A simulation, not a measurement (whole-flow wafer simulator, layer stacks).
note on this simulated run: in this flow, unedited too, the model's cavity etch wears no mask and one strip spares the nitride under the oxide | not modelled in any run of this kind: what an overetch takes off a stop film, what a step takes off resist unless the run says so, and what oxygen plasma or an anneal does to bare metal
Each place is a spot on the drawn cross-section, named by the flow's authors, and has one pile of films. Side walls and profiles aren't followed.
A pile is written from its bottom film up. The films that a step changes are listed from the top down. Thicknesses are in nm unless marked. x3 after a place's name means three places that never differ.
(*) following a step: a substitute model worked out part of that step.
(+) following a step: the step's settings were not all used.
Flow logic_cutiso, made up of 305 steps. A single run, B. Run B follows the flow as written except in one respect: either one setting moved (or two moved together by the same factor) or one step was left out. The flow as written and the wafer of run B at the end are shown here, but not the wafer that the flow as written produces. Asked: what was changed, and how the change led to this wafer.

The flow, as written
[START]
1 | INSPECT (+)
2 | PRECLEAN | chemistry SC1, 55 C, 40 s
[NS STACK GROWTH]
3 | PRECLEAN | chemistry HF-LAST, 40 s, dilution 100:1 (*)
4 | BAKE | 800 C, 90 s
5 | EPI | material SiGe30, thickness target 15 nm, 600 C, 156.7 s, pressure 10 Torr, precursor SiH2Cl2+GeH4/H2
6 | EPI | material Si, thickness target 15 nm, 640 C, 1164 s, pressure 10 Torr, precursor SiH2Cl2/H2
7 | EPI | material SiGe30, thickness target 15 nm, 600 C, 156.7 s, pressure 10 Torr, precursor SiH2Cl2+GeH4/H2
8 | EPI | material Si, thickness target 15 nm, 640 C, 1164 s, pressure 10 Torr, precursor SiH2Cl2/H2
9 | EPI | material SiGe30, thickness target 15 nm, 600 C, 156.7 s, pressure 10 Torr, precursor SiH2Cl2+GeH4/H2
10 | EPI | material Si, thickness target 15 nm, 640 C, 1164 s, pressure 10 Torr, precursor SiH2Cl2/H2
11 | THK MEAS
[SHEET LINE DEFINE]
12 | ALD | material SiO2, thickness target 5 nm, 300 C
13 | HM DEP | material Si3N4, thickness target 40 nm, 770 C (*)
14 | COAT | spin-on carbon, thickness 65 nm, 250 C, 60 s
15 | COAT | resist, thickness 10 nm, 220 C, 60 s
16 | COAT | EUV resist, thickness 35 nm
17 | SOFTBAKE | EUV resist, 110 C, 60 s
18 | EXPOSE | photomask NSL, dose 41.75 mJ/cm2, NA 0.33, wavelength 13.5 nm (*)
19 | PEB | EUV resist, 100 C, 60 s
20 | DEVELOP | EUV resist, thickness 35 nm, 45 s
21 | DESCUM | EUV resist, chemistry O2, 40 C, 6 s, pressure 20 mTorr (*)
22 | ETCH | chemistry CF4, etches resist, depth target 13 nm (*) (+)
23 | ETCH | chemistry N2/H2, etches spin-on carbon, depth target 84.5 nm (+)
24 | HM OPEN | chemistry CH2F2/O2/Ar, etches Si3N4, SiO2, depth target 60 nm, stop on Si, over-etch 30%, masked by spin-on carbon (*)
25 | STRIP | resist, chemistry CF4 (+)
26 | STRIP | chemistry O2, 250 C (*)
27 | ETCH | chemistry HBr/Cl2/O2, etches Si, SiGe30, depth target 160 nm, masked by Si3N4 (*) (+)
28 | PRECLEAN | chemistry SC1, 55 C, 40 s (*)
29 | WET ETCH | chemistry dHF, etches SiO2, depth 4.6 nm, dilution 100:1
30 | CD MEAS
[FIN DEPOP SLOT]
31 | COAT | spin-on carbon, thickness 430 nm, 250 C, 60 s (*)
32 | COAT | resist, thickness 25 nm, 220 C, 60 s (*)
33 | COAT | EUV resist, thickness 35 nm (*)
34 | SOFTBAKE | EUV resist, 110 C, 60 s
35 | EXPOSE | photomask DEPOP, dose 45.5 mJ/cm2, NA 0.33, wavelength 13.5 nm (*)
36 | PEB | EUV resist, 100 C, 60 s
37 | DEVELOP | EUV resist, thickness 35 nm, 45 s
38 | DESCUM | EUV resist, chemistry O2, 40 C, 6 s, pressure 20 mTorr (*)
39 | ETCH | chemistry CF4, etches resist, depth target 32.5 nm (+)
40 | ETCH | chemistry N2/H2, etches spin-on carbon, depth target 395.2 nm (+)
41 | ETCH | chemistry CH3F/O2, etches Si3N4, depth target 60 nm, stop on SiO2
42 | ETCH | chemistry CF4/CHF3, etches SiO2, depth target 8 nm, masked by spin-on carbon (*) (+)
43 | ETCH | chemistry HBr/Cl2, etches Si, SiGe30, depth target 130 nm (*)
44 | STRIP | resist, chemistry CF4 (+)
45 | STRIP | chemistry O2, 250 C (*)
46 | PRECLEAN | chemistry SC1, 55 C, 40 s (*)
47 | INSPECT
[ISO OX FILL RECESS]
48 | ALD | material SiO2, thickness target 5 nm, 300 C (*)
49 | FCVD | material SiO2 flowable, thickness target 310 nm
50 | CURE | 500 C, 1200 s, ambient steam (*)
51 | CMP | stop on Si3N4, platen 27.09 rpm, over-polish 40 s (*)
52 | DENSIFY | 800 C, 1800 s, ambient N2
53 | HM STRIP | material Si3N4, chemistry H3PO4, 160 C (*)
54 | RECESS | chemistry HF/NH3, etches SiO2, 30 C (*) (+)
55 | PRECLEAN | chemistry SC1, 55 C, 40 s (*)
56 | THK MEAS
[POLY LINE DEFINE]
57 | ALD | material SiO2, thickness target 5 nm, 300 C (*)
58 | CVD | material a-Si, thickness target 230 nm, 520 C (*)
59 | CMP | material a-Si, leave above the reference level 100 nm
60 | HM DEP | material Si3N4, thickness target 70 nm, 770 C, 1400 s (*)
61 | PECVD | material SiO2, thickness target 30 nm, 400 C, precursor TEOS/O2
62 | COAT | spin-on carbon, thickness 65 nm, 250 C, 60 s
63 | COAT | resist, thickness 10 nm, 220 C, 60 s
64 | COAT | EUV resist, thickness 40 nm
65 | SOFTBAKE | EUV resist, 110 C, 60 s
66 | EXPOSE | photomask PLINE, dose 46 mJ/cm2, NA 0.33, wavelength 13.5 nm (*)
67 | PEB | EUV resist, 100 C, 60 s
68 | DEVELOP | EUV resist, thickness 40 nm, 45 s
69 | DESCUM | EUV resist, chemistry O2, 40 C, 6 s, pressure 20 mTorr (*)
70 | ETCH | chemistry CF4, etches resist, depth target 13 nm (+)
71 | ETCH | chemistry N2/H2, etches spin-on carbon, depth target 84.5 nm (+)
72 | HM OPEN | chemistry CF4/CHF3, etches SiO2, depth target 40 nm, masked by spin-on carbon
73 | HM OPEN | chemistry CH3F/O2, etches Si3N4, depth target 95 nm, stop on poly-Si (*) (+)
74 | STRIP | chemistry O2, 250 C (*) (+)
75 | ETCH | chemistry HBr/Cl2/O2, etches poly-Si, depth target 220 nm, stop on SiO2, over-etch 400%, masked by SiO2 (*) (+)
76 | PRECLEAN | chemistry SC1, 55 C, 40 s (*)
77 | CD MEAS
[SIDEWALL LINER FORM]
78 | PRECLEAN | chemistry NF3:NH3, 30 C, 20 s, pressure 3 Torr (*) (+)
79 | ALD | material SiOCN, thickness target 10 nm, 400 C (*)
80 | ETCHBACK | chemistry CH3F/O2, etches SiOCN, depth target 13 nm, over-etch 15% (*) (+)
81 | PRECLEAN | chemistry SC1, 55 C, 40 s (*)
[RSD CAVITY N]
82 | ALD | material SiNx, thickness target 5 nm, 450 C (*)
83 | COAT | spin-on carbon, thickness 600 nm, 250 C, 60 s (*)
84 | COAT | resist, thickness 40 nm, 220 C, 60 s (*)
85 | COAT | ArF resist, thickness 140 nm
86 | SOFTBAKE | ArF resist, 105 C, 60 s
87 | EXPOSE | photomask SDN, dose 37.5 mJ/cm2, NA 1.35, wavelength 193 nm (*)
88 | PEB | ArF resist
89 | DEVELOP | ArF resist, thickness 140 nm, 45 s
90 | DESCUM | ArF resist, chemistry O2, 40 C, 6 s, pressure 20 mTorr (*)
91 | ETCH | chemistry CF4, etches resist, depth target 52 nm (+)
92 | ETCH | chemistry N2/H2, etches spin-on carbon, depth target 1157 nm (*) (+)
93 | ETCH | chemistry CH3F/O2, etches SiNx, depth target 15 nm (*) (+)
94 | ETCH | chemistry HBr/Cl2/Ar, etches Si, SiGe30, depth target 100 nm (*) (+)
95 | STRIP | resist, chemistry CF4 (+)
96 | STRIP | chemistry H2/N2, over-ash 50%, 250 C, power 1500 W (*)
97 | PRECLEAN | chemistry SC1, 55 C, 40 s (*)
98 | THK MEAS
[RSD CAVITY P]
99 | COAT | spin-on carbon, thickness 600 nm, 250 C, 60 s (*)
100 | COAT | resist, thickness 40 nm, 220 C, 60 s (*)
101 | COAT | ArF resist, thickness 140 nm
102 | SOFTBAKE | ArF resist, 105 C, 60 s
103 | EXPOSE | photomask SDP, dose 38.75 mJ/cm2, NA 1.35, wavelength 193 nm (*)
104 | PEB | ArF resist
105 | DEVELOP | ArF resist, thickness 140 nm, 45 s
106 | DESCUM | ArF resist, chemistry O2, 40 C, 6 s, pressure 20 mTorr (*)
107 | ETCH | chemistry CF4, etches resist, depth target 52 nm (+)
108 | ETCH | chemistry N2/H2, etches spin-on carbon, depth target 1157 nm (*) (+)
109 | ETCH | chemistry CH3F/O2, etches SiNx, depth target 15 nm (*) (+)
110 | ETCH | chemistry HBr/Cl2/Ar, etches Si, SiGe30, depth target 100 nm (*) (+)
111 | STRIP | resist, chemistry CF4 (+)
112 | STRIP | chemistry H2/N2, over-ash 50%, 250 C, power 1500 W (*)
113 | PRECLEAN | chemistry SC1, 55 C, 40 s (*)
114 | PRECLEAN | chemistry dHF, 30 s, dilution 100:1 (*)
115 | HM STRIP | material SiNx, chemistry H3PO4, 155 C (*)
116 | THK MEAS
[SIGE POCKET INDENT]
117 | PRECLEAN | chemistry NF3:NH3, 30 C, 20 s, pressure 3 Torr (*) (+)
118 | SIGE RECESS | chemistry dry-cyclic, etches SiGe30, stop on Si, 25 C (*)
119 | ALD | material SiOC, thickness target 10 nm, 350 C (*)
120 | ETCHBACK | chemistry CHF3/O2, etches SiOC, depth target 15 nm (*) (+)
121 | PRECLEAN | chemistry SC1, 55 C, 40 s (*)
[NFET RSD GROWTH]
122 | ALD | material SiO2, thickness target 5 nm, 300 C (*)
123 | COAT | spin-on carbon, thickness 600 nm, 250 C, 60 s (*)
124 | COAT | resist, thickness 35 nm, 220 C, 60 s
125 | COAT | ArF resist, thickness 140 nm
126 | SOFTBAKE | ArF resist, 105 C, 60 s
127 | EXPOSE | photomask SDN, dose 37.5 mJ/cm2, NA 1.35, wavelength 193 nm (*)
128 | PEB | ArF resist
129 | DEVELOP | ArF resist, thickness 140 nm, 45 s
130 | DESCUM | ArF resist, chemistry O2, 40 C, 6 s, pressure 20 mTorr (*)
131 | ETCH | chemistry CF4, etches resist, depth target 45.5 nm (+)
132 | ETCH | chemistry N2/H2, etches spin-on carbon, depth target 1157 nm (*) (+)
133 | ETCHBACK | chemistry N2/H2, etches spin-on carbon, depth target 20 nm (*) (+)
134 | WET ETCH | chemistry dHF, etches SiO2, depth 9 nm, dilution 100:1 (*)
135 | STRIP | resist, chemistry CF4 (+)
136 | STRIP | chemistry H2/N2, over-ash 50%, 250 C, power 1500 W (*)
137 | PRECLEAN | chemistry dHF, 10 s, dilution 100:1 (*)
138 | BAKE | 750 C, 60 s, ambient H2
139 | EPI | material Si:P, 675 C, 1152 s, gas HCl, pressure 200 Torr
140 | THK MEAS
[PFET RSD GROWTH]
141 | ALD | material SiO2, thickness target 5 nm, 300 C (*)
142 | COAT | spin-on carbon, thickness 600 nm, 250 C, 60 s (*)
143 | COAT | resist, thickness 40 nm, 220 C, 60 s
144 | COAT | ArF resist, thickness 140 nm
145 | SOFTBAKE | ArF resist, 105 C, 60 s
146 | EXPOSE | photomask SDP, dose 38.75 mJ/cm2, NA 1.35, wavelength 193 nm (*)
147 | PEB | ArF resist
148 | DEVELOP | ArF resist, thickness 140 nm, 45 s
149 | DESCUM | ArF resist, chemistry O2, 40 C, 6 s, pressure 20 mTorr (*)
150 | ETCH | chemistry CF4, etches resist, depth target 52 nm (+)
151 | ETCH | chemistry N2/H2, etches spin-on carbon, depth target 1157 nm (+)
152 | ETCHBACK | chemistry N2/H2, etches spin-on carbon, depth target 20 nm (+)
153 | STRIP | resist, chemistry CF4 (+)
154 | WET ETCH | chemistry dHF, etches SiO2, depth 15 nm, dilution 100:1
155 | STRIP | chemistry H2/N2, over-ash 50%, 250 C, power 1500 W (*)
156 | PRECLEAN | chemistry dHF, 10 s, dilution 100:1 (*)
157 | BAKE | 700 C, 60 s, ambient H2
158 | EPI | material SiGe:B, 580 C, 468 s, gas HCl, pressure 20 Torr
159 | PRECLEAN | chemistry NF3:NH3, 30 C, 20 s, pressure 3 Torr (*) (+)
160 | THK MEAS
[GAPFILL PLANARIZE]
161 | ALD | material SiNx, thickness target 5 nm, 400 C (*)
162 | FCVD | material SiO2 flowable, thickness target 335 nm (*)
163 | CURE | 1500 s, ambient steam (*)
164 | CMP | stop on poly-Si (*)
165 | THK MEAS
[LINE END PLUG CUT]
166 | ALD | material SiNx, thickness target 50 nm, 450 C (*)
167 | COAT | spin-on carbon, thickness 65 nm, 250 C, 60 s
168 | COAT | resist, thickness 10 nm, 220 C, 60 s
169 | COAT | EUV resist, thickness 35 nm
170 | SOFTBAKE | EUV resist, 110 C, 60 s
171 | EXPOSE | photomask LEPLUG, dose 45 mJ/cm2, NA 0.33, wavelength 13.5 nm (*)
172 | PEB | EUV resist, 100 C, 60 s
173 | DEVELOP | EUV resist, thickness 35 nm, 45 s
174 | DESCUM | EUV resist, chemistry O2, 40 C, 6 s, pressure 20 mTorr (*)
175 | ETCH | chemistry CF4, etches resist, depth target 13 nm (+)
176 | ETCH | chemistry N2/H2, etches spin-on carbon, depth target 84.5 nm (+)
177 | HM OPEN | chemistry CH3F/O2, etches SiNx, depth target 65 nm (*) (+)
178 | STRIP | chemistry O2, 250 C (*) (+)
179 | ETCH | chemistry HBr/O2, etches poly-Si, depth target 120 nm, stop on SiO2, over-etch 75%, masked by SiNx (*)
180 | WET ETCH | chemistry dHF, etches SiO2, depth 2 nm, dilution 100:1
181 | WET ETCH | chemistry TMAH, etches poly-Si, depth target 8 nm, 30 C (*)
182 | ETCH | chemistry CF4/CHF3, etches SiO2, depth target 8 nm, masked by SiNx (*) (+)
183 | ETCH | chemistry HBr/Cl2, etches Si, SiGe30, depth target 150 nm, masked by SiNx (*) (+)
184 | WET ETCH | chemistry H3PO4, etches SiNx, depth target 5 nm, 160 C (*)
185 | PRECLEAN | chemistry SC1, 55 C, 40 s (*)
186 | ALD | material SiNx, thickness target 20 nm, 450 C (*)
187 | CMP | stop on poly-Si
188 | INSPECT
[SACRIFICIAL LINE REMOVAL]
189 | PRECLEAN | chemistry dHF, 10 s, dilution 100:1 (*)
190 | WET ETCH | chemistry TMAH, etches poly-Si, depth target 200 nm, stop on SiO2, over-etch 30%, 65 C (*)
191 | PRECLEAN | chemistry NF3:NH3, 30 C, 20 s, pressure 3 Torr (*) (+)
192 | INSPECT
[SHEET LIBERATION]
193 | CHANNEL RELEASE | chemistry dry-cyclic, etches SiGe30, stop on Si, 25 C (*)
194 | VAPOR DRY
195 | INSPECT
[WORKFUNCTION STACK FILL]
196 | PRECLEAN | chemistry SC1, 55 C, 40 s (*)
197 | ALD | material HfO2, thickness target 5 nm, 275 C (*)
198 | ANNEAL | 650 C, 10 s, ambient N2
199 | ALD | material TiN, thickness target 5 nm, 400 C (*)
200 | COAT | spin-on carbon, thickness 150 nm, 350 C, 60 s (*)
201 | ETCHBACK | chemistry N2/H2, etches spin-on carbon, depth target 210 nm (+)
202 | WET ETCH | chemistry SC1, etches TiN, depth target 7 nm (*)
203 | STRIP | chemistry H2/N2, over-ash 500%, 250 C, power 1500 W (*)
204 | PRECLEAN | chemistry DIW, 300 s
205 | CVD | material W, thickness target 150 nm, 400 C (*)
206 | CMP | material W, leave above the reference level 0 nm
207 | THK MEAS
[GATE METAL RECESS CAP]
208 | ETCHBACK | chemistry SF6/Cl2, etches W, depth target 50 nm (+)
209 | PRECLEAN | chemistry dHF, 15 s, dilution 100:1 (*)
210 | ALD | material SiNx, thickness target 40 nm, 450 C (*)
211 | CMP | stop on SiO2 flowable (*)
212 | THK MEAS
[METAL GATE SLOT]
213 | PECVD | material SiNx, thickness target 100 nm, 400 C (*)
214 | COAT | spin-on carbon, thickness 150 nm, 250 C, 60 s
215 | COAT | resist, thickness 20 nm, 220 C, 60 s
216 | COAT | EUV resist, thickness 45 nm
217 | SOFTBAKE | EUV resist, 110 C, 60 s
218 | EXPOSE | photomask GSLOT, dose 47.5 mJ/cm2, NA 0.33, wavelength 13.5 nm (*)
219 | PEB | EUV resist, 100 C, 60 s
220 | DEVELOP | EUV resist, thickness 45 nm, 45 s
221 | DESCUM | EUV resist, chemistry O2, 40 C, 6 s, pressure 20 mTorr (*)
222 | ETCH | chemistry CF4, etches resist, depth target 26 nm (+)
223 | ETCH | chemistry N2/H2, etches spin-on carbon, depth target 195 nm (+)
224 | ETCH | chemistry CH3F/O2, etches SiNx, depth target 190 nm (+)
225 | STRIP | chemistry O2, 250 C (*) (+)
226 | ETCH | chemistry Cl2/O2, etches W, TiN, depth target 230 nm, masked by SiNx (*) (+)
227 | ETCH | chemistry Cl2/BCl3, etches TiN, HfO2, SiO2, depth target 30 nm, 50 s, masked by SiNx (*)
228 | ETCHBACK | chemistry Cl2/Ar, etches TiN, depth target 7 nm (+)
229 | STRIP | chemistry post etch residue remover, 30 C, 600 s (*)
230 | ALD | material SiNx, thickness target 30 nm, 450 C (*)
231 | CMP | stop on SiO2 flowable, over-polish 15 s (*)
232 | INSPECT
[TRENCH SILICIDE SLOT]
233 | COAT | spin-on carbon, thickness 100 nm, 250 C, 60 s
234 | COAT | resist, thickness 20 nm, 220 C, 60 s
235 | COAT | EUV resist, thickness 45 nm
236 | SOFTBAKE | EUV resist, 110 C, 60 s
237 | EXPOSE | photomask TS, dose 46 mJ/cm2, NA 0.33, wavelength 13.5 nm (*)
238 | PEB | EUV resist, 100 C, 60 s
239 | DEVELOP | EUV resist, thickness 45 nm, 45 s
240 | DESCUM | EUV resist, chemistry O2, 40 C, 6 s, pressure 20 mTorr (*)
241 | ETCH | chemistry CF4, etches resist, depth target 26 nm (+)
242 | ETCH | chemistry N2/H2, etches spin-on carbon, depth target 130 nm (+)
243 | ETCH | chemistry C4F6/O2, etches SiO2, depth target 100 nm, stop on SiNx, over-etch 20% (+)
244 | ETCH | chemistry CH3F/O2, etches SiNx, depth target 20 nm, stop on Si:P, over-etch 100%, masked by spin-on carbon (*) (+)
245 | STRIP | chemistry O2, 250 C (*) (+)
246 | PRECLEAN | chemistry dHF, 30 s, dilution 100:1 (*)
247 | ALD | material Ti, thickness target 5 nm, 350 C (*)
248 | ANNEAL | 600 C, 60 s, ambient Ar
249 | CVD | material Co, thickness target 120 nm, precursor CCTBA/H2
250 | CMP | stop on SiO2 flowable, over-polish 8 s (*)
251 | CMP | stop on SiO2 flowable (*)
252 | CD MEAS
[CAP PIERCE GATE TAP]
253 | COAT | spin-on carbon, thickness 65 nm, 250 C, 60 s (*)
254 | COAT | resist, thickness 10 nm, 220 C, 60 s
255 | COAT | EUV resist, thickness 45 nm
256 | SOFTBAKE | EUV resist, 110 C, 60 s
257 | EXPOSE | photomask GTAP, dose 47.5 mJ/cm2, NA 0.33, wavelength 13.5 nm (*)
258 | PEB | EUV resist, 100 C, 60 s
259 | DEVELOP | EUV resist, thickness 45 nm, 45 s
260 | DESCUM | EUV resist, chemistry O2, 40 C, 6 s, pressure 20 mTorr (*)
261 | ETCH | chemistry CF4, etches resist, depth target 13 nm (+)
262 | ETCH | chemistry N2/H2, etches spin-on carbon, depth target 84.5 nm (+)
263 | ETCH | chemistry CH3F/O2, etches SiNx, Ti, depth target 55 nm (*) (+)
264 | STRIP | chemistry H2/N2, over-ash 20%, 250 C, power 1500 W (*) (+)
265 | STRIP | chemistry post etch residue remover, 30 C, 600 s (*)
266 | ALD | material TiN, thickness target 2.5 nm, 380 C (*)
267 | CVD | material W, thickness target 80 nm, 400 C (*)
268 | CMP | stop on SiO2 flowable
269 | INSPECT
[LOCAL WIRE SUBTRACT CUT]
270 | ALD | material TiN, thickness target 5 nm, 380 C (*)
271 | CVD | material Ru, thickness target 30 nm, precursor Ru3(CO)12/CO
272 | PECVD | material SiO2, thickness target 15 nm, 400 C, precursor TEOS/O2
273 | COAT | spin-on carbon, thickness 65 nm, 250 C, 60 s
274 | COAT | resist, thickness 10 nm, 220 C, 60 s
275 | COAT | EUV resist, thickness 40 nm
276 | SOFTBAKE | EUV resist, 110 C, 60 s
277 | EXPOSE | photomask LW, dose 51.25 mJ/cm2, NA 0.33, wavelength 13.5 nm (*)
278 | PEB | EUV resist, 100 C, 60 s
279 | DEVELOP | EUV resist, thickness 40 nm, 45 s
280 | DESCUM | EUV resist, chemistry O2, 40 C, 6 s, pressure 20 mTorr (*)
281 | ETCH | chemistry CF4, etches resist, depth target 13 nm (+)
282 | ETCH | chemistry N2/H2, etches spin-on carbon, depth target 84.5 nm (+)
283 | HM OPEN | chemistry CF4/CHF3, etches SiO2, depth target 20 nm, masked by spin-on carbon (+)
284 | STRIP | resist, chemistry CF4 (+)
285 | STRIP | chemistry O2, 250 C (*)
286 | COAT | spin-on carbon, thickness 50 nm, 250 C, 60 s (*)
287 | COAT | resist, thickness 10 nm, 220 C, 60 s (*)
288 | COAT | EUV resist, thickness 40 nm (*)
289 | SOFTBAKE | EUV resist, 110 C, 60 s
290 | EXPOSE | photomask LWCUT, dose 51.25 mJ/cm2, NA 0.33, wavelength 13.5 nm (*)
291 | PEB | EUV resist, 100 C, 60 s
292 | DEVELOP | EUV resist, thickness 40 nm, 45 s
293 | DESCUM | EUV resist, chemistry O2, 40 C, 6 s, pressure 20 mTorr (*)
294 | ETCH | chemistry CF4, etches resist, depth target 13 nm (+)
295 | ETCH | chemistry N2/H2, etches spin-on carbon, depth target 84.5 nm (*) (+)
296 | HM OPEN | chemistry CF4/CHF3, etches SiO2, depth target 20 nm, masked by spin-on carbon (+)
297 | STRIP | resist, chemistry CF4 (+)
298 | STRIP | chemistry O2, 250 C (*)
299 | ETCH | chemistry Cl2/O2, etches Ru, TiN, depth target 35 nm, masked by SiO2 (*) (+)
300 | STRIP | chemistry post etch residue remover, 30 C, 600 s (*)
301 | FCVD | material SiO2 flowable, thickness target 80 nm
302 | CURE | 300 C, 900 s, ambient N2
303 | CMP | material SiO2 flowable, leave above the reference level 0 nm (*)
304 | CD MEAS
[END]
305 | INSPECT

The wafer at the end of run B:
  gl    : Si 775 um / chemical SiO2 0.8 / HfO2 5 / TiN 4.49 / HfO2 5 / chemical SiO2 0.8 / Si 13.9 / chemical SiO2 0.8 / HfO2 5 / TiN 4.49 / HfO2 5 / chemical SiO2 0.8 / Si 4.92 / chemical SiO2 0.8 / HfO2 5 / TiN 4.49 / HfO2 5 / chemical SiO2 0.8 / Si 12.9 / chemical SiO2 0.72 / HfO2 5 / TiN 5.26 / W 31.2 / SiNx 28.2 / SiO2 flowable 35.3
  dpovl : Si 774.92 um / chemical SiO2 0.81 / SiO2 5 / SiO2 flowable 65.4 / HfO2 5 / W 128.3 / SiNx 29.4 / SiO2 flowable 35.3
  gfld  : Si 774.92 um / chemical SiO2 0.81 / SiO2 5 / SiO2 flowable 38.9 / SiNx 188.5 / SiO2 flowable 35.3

Cause: step 8, EPI: 465.8 s was run, though the flow has 1164 s.

The path from the change to this, step by step:
  8 | EPI | material Si, thickness target 15 nm, 640 C, 1164 s, pressure 10 Torr, precursor SiH2Cl2/H2
      depop, dpovl, gfld and 19 more: Si gains 6 (new film) (it would be, as written: Si gains 15 (new film))
  27 | ETCH | chemistry HBr/Cl2/O2, etches Si, SiGe30, depth target 160 nm, masked by Si3N4 (*) (+)
      gfld, gxf, iso, lnri: chemical SiO2 loses 0.79 (all of it), Si loses 11.4 (all of it), SiGe30 loses 15 (all of it), Si loses 6 (all of it), SiGe30 loses 15 (all of it), Si loses 15 (all of it), SiGe30 loses 15 (all of it), Si loses 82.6 (it would be, as written: chemical SiO2 loses 0.79 (all of it), Si loses 11.4 (all of it), SiGe30 loses 15 (all of it), Si loses 15 (all of it), SiGe30 loses 15 (all of it), Si loses 15 (all of it), SiGe30 loses 15 (all of it), Si loses 73.6)
      dpovl, nsgap: chemical SiO2 loses 0.79 (all of it), Si loses 11.8 (all of it), SiGe30 loses 15 (all of it), Si loses 6 (all of it), SiGe30 loses 15 (all of it), Si loses 15 (all of it), SiGe30 loses 15 (all of it), Si loses 82.2 (it would be, as written: chemical SiO2 loses 0.79 (all of it), Si loses 11.8 (all of it), SiGe30 loses 15 (all of it), Si loses 15 (all of it), SiGe30 loses 15 (all of it), Si loses 15 (all of it), SiGe30 loses 15 (all of it), Si loses 73.2)
      (also at 1 further place)
  43 | ETCH | chemistry HBr/Cl2, etches Si, SiGe30, depth target 130 nm (*)
      depop: Si loses 14 (all of it), SiGe30 loses 15 (all of it), Si loses 6 (all of it), SiGe30 loses 15 (all of it), Si loses 15 (all of it), SiGe30 loses 15 (all of it), Si loses 50 (it would be, as written: Si loses 14 (all of it), SiGe30 loses 15 (all of it), Si loses 15 (all of it), SiGe30 loses 15 (all of it), Si loses 15 (all of it), SiGe30 loses 15 (all of it), Si loses 41)
  94 | ETCH | chemistry HBr/Cl2/Ar, etches Si, SiGe30, depth target 100 nm (*) (+)
      rsdn, rsdx: chemical SiO2 loses 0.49 (all of it), Si loses 12.8 (all of it), SiGe30 loses 15 (all of it), Si loses 6 (all of it), SiGe30 loses 15 (all of it), Si loses 15 (all of it), SiGe30 loses 15 (all of it), Si loses 21.2 (it would be, as written: chemical SiO2 loses 0.49 (all of it), Si loses 12.8 (all of it), SiGe30 loses 15 (all of it), Si loses 15 (all of it), SiGe30 loses 15 (all of it), Si loses 15 (all of it), SiGe30 loses 15 (all of it), Si loses 12.2)
  110 | ETCH | chemistry HBr/Cl2/Ar, etches Si, SiGe30, depth target 100 nm (*) (+)
      rsdp, rsdw: chemical SiO2 loses 0.49 (all of it), Si loses 12.8 (all of it), SiGe30 loses 15 (all of it), Si loses 6 (all of it), SiGe30 loses 15 (all of it), Si loses 15 (all of it), SiGe30 loses 15 (all of it), Si loses 21.2 (it would be, as written: chemical SiO2 loses 0.49 (all of it), Si loses 12.8 (all of it), SiGe30 loses 15 (all of it), Si loses 15 (all of it), SiGe30 loses 15 (all of it), Si loses 15 (all of it), SiGe30 loses 15 (all of it), Si loses 12.2)
  183 | ETCH | chemistry HBr/Cl2, etches Si, SiGe30, depth target 150 nm, masked by SiNx (*) (+)
      plug: Si loses 13.6 (all of it), SiGe30 loses 15 (all of it), Si loses 6 (all of it), SiGe30 loses 15 (all of it), Si loses 15 (all of it), SiGe30 loses 15 (all of it), Si loses 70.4 (it would be, as written: Si loses 13.6 (all of it), SiGe30 loses 15 (all of it), Si loses 15 (all of it), SiGe30 loses 15 (all of it), Si loses 15 (all of it), SiGe30 loses 15 (all of it), Si loses 61.4)
